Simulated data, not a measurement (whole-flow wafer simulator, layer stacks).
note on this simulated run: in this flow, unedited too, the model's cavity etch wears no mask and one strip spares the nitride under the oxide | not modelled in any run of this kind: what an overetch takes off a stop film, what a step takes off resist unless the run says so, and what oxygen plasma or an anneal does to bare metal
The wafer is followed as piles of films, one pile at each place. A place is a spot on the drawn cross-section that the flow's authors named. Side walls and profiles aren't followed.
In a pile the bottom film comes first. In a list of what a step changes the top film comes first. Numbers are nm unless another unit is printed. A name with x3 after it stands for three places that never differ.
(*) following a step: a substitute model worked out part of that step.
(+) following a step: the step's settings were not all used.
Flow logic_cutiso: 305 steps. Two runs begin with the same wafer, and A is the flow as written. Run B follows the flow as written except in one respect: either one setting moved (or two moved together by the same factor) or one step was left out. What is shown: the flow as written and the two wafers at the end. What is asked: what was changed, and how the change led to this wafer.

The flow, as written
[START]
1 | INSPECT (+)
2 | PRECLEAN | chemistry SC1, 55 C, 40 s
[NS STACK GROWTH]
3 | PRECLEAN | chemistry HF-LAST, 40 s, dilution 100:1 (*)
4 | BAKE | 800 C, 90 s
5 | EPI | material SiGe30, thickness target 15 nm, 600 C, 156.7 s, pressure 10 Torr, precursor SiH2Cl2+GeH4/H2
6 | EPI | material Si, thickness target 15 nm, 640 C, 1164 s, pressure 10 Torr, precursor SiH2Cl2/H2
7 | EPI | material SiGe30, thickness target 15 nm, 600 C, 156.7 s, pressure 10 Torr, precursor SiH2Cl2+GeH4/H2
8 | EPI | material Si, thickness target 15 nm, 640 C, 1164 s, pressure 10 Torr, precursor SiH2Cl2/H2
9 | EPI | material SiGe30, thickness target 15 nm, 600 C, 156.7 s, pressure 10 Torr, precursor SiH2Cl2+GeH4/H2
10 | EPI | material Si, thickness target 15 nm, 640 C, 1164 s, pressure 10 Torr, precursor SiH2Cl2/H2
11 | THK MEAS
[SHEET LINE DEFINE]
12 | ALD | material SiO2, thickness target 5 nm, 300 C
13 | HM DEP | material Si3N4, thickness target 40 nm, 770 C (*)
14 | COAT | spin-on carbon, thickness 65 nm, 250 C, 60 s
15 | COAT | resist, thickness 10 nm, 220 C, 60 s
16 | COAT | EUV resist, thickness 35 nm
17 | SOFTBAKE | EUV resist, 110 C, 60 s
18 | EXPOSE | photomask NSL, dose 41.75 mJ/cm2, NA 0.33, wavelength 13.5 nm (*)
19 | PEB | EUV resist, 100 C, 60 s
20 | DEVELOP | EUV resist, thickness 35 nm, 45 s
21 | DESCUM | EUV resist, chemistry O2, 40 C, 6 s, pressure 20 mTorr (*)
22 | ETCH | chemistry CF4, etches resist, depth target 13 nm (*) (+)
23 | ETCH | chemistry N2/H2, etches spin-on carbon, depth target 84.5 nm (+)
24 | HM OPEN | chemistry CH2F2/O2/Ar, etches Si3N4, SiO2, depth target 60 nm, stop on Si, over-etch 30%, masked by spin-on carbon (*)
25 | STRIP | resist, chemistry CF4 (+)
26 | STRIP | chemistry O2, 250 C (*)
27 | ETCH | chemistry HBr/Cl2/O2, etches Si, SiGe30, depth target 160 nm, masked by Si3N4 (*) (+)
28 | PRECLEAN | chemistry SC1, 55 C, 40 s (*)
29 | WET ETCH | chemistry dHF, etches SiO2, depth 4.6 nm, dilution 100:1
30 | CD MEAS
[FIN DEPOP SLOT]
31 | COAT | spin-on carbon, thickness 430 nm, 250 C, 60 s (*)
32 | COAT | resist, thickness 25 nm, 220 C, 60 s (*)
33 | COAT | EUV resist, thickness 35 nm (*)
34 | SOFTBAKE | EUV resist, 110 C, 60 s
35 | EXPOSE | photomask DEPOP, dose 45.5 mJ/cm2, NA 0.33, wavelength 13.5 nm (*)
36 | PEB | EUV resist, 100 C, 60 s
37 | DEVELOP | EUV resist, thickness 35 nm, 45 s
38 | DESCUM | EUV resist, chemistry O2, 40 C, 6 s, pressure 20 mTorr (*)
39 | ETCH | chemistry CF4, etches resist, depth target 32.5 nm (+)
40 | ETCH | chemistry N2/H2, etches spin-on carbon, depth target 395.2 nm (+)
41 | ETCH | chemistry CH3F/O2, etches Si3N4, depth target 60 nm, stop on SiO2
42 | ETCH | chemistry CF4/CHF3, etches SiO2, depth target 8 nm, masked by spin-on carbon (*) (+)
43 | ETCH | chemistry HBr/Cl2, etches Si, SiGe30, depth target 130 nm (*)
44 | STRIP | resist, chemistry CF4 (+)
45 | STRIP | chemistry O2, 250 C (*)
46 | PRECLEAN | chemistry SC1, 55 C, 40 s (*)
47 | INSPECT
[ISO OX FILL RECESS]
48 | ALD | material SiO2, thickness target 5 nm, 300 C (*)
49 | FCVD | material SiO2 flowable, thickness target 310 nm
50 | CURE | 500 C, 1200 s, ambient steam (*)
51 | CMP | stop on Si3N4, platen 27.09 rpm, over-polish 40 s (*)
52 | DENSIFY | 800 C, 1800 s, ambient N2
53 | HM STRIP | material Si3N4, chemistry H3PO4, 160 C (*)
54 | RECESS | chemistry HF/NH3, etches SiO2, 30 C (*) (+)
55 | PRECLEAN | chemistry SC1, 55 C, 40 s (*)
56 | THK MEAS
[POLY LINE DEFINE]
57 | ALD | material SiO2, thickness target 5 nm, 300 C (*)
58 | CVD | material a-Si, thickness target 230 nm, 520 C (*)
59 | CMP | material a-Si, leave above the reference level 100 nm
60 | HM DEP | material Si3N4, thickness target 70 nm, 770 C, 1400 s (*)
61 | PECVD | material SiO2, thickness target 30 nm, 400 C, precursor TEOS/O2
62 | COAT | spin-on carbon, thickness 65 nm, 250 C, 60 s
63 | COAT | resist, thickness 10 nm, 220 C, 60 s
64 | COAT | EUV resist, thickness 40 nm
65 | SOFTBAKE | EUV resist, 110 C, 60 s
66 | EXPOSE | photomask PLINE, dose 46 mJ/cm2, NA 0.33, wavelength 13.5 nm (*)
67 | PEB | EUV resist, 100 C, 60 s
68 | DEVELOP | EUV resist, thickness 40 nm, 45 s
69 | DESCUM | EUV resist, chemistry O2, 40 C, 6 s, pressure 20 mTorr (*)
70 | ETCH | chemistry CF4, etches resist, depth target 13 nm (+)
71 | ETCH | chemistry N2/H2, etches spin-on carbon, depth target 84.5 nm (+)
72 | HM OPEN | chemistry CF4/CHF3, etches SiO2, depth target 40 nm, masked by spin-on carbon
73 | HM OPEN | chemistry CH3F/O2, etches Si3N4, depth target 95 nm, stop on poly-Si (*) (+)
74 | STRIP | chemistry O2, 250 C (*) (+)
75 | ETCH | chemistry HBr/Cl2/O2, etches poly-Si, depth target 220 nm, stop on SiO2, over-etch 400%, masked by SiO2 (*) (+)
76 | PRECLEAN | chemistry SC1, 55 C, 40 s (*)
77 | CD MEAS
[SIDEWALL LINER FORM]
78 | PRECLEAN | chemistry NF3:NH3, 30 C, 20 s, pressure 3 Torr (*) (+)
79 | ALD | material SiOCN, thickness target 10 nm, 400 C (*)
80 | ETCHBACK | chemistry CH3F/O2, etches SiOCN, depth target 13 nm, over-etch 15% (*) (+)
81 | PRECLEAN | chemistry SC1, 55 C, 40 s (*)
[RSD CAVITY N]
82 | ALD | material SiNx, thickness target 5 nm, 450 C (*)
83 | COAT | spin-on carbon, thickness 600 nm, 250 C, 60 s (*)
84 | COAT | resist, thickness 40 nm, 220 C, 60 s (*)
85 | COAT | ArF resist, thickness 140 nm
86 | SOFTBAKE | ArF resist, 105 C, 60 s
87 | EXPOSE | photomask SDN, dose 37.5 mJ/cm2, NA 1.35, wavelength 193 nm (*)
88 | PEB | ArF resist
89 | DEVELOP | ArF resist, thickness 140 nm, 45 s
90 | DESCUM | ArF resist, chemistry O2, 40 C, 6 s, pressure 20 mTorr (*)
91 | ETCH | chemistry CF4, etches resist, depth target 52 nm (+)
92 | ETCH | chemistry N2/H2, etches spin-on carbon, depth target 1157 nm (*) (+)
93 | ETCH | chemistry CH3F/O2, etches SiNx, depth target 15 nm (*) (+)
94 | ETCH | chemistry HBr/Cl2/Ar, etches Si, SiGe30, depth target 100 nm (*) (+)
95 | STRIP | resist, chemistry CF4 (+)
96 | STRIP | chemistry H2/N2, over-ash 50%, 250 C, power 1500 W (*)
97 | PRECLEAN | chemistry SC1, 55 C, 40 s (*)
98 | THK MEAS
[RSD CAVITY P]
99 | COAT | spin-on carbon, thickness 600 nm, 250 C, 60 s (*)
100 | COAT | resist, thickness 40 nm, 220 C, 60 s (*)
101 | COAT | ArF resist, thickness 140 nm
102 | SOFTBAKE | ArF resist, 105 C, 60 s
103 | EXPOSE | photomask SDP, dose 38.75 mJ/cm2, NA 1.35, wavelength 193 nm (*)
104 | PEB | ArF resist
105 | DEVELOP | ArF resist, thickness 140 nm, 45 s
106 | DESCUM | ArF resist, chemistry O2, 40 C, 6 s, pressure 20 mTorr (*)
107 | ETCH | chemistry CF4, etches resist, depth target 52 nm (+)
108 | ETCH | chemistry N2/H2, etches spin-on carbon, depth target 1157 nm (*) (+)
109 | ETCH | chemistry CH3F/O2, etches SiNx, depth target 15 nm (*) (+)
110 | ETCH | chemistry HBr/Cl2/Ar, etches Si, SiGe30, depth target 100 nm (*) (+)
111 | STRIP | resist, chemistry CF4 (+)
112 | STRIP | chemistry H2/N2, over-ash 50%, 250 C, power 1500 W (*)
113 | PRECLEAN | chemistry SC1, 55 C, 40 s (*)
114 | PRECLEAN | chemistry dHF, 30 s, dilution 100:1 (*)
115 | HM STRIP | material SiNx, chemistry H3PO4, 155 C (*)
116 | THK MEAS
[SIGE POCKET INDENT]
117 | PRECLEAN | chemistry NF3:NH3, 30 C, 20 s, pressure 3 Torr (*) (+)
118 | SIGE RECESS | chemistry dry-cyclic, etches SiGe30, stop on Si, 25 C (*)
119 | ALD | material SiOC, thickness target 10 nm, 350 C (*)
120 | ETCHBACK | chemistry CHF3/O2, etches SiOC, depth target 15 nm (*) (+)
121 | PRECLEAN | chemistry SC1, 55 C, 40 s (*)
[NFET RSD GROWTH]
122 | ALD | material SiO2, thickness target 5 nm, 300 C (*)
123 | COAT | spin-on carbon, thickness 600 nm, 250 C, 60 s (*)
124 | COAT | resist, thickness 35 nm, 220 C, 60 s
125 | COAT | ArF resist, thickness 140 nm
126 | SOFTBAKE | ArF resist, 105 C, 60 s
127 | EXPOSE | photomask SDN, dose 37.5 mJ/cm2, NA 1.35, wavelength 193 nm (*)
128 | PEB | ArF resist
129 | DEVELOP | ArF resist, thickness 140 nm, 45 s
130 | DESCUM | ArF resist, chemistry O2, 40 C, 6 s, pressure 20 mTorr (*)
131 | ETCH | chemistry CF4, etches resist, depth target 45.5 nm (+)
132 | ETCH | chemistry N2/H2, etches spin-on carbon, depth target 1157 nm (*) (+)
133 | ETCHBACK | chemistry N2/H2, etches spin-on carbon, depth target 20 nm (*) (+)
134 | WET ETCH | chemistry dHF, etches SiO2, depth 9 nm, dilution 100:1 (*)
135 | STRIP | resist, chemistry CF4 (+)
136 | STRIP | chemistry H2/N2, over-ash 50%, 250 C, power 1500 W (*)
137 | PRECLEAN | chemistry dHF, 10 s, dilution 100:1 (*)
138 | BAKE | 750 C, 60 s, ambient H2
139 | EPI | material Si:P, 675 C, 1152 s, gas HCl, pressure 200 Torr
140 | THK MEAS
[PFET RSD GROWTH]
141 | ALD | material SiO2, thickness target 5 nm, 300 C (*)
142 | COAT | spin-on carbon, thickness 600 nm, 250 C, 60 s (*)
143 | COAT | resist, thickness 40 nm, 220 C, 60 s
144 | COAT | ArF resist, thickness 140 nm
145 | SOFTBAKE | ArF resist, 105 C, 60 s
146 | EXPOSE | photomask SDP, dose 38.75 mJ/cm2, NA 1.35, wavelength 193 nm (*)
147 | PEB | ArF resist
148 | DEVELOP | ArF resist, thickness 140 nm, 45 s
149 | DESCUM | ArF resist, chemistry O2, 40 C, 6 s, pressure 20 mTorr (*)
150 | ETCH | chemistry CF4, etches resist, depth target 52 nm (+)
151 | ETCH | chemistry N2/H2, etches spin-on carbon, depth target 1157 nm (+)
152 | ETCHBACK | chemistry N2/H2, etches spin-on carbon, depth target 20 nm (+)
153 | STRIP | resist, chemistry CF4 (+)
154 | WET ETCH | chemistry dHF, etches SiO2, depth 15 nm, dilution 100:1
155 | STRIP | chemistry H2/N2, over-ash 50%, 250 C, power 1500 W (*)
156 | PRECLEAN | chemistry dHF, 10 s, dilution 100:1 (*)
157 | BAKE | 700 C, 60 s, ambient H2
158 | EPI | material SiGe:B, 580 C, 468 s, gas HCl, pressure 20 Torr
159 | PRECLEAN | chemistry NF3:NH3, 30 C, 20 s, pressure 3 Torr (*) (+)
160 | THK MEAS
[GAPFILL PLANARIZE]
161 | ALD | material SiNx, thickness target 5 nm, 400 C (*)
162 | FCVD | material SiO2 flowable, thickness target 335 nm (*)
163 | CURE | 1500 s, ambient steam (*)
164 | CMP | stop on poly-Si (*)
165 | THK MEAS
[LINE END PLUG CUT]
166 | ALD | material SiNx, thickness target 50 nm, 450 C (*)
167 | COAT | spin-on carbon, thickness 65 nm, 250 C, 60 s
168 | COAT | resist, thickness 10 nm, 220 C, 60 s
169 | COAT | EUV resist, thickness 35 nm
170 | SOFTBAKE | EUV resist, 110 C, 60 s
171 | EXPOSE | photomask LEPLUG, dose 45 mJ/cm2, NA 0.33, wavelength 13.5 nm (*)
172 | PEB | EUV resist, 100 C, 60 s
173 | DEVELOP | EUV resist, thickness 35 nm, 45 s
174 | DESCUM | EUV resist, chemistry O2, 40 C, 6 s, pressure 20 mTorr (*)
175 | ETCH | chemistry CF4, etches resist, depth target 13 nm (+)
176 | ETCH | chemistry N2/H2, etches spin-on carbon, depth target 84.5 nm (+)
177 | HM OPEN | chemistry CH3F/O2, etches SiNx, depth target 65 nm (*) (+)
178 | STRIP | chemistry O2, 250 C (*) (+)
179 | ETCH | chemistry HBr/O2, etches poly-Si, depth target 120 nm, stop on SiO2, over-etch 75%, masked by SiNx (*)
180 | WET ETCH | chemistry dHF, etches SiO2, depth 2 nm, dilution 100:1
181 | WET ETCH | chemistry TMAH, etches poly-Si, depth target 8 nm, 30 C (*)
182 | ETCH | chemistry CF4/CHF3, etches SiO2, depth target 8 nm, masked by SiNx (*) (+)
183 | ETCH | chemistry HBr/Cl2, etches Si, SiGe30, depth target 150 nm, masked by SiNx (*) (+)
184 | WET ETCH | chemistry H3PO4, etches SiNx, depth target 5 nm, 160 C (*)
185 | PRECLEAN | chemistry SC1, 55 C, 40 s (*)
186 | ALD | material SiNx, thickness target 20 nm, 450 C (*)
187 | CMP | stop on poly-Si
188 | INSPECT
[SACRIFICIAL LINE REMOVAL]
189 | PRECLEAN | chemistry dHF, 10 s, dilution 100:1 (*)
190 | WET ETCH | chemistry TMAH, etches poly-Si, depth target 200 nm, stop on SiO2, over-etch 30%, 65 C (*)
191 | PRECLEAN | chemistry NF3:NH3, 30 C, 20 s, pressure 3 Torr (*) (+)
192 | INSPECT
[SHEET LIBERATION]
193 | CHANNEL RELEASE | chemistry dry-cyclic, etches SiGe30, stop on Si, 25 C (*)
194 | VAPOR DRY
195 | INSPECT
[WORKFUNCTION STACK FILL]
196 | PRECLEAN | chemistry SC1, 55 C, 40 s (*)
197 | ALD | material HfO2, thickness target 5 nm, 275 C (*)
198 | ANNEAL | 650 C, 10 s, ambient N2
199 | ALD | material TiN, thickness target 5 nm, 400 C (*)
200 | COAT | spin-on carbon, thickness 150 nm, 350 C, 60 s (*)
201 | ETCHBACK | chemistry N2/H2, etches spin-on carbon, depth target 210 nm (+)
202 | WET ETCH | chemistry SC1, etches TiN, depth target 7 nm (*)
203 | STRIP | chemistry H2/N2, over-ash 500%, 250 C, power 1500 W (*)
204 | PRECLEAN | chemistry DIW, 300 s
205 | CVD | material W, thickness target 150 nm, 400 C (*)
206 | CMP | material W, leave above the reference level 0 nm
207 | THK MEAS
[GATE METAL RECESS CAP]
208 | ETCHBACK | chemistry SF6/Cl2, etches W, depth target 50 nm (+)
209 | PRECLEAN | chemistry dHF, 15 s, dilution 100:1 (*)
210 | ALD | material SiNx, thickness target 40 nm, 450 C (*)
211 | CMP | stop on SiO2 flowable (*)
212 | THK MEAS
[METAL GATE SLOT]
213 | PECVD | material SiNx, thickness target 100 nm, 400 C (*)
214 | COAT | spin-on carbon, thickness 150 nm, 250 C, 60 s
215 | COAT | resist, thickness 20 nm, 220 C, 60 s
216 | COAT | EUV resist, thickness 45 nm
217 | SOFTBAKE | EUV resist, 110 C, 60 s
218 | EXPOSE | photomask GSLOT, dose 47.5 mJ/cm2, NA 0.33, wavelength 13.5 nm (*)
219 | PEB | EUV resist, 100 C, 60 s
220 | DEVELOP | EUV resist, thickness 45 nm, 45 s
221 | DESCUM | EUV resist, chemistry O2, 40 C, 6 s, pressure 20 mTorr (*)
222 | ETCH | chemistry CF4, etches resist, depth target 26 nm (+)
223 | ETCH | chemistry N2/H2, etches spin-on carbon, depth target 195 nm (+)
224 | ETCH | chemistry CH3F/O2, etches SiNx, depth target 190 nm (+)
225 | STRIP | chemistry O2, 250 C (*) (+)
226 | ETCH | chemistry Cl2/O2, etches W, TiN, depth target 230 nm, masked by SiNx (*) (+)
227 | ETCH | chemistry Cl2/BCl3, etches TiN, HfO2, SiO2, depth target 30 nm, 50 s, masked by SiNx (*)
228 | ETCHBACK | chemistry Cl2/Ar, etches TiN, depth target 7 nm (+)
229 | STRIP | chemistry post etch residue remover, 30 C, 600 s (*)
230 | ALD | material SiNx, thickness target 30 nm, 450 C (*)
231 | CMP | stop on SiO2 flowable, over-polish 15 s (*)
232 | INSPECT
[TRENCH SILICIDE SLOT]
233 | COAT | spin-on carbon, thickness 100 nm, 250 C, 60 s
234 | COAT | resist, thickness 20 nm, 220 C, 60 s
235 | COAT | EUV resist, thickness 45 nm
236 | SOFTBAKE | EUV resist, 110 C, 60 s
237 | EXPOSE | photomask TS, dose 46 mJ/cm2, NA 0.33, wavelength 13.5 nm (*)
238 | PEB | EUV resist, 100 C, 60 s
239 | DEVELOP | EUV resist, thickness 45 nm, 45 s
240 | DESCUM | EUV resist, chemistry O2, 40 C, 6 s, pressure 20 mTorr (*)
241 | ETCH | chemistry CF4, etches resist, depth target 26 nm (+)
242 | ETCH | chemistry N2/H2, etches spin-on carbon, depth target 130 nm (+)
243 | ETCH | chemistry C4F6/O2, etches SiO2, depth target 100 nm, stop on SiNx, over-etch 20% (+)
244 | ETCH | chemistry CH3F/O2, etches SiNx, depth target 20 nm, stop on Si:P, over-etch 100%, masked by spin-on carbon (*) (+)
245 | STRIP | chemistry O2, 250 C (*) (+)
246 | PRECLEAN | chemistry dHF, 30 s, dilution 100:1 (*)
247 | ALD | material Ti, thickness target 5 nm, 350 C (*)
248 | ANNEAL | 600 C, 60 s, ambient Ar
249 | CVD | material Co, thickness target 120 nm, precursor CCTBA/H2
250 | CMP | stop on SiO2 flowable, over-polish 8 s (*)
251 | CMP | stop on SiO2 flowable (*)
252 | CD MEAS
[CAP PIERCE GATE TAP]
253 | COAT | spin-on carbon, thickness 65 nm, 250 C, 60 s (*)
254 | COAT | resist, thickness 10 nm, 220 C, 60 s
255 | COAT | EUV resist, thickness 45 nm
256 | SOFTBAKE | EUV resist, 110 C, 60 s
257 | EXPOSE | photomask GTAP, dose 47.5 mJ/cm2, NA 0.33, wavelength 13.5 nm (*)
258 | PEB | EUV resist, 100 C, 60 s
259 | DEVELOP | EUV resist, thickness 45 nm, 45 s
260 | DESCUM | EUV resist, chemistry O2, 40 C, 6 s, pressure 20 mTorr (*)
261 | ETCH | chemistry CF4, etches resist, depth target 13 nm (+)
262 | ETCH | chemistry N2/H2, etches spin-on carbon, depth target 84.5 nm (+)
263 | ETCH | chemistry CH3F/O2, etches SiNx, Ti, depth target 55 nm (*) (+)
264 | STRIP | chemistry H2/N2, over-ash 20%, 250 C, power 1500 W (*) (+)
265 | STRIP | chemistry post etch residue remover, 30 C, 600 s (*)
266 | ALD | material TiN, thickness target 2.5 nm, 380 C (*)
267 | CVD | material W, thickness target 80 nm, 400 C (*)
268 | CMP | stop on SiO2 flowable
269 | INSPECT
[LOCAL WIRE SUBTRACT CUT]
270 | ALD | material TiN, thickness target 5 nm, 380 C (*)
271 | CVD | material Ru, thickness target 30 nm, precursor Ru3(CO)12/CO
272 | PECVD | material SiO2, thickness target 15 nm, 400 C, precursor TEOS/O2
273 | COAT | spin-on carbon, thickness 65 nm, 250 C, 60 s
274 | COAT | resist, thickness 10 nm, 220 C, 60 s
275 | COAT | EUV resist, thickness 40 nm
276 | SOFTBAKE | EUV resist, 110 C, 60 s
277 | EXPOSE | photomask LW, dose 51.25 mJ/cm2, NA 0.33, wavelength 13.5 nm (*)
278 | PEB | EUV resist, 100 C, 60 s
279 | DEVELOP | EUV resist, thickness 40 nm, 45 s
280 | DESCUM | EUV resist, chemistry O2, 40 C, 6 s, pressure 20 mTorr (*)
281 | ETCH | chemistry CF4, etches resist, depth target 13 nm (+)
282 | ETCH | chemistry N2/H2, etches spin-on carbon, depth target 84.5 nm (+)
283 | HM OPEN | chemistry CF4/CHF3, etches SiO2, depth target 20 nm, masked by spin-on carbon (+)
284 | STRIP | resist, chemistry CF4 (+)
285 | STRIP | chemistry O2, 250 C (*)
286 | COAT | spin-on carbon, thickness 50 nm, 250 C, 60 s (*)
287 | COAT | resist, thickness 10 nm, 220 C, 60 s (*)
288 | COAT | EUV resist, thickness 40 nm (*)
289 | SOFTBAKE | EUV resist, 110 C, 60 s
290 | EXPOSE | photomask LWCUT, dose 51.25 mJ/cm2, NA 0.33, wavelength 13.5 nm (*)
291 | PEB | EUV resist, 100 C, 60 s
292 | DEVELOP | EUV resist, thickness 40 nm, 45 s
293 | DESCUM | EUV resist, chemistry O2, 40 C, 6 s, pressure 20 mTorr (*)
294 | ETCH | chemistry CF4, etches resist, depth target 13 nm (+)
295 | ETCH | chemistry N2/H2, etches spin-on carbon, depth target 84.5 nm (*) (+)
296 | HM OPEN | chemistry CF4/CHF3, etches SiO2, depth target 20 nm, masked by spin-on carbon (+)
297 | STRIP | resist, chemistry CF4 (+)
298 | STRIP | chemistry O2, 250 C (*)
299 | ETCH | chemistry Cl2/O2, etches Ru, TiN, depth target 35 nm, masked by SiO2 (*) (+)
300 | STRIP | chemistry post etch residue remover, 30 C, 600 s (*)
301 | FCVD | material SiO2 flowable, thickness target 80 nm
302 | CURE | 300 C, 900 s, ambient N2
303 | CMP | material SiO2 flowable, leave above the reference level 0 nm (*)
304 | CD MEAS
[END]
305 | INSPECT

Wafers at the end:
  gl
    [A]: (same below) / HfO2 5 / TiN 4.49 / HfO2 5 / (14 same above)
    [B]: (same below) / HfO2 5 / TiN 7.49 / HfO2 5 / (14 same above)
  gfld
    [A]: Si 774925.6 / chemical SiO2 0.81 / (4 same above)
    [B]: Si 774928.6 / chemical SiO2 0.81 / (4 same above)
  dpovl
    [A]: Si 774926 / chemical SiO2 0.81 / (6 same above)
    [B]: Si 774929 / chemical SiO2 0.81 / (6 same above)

Cause: step 7, EPI: thickness target 18 nm was run, whereas the flow has thickness target 15 nm; step 7, EPI: 188 s was run, where the flow has 156.7 s.

How this came from the change, step by step:
  7 | EPI | material SiGe30, thickness target 15 nm, 600 C, 156.7 s, pressure 10 Torr, precursor SiH2Cl2+GeH4/H2
      depop, dpovl, gfld and 19 more: A +15 SiGe30 (new film) | B +18 SiGe30 (new film)
  27 | ETCH | chemistry HBr/Cl2/O2, etches Si, SiGe30, depth target 160 nm, masked by Si3N4 (*) (+)
      gfld, gxf, iso, lnri: A -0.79 chemical SiO2 (all of it), -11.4 Si (all of it), -15 SiGe30 (all of it), -15 Si (all of it), -15 SiGe30 (all of it), -15 Si (all of it), -15 SiGe30 (all of it), -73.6 Si | B -0.79 chemical SiO2 (all of it), -11.4 Si (all of it), -15 SiGe30 (all of it), -15 Si (all of it), -18 SiGe30 (all of it), -15 Si (all of it), -15 SiGe30 (all of it), -70.6 Si
      dpovl, nsgap: A -0.79 chemical SiO2 (all of it), -11.8 Si (all of it), -15 SiGe30 (all of it), -15 Si (all of it), -15 SiGe30 (all of it), -15 Si (all of it), -15 SiGe30 (all of it), -73.2 Si | B -0.79 chemical SiO2 (all of it), -11.8 Si (all of it), -15 SiGe30 (all of it), -15 Si (all of it), -18 SiGe30 (all of it), -15 Si (all of it), -15 SiGe30 (all of it), -70.2 Si
      (and at 1 other place as well)
  43 | ETCH | chemistry HBr/Cl2, etches Si, SiGe30, depth target 130 nm (*)
      depop: A -14 Si (all of it), -15 SiGe30 (all of it), -15 Si (all of it), -15 SiGe30 (all of it), -15 Si (all of it), -15 SiGe30 (all of it), -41 Si | B -14 Si (all of it), -15 SiGe30 (all of it), -15 Si (all of it), -18 SiGe30 (all of it), -15 Si (all of it), -15 SiGe30 (all of it), -38 Si
  94 | ETCH | chemistry HBr/Cl2/Ar, etches Si, SiGe30, depth target 100 nm (*) (+)
      rsdn, rsdx: A -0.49 chemical SiO2 (all of it), -12.8 Si (all of it), -15 SiGe30 (all of it), -15 Si (all of it), -15 SiGe30 (all of it), -15 Si (all of it), -15 SiGe30 (all of it), -12.2 Si | B -0.49 chemical SiO2 (all of it), -12.8 Si (all of it), -15 SiGe30 (all of it), -15 Si (all of it), -18 SiGe30 (all of it), -15 Si (all of it), -15 SiGe30 (all of it), -9.16 Si
  110 | ETCH | chemistry HBr/Cl2/Ar, etches Si, SiGe30, depth target 100 nm (*) (+)
      rsdp, rsdw: A -0.49 chemical SiO2 (all of it), -12.8 Si (all of it), -15 SiGe30 (all of it), -15 Si (all of it), -15 SiGe30 (all of it), -15 Si (all of it), -15 SiGe30 (all of it), -12.2 Si | B -0.49 chemical SiO2 (all of it), -12.8 Si (all of it), -15 SiGe30 (all of it), -15 Si (all of it), -18 SiGe30 (all of it), -15 Si (all of it), -15 SiGe30 (all of it), -9.16 Si
  118 | SIGE RECESS | chemistry dry-cyclic, etches SiGe30, stop on Si, 25 C (*)
      lnr, lnrp, lnrt: A -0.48 SiOCN, -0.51 Si, +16 cavity (new film), -15 SiGe30 (all of it), -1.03 Si, +16 cavity (new film), -15 SiGe30 (all of it), -1.03 Si, +16 cavity (new film), -15 SiGe30 (all of it), -0.51 Si | B -0.48 SiOCN, -0.51 Si, +16 cavity (new film), -15 SiGe30 (all of it), -1.03 Si, +19 cavity (new film), -18 SiGe30 (all of it), -1.03 Si, +16 cavity (new film), -15 SiGe30 (all of it), -0.51 Si
  119 | ALD | material SiOC, thickness target 10 nm, 350 C (*)
      lnr, lnrp, lnrt: A +10 SiOC (new film), +16 SiOC (new film), -16 cavity (all of it), +16 SiOC (new film), -16 cavity (all of it), +16 SiOC (new film), -16 cavity (all of it) | B +10 SiOC (new film), +16 SiOC (new film), -16 cavity (all of it), +19 SiOC (new film), -19 cavity (all of it), +16 SiOC (new film), -16 cavity (all of it)
  183 | ETCH | chemistry HBr/Cl2, etches Si, SiGe30, depth target 150 nm, masked by SiNx (*) (+)
      plug: A -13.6 Si (all of it), -15 SiGe30 (all of it), -15 Si (all of it), -15 SiGe30 (all of it), -15 Si (all of it), -15 SiGe30 (all of it), -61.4 Si | B -13.6 Si (all of it), -15 SiGe30 (all of it), -15 Si (all of it), -18 SiGe30 (all of it), -15 Si (all of it), -15 SiGe30 (all of it), -58.4 Si
  193 | CHANNEL RELEASE | chemistry dry-cyclic, etches SiGe30, stop on Si, 25 C (*)
      gl, glp, gxn, gxp, ns, tap: A +0.8 chemical SiO2 (new film), -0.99 Si, +0.8 chemical SiO2 (new film), +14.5 cavity (new film), +0.8 chemical SiO2 (new film), -15 SiGe30 (all of it), -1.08 Si, +0.8 chemical SiO2 (new film), +14.5 cavity (new film), +0.8 chemical SiO2 (new film), -15 SiGe30 (all of it), -1.08 Si, +0.8 chemical SiO2 (new film), +14.5 cavity (new film), +0.8 chemical SiO2 (new film), -15 SiGe30 (all of it), -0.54 Si | B +0.8 chemical SiO2 (new film), -0.99 Si, +0.8 chemical SiO2 (new film), +14.5 cavity (new film), +0.8 chemical SiO2 (new film), -15 SiGe30 (all of it), -1.08 Si, +0.8 chemical SiO2 (new film), +17.5 cavity (new film), +0.8 chemical SiO2 (new film), -18 SiGe30 (all of it), -1.08 Si, +0.8 chemical SiO2 (new film), +14.5 cavity (new film), +0.8 chemical SiO2 (new film), -15 SiGe30 (all of it), -0.54 Si
  199 | ALD | material TiN, thickness target 5 nm, 400 C (*)
      gl, glp, tap: A +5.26 TiN (new film), +4.49 TiN (new film), -4.49 cavity (all of it), +4.49 TiN (new film), -4.49 cavity (all of it), +4.49 TiN (new film), -4.49 cavity (all of it) | B +5.26 TiN (new film), +4.49 TiN (new film), -4.49 cavity (all of it), +7.49 TiN (new film), -7.49 cavity (all of it), +4.49 TiN (new film), -4.49 cavity (all of it)
      gxn, gxp, ns: A +5 TiN (new film), +4.49 TiN (new film), -4.49 cavity (all of it), +4.49 TiN (new film), -4.49 cavity (all of it), +4.49 TiN (new film), -4.49 cavity (all of it) | B +5 TiN (new film), +4.49 TiN (new film), -4.49 cavity (all of it), +7.49 TiN (new film), -7.49 cavity (all of it), +4.49 TiN (new film), -4.49 cavity (all of it)
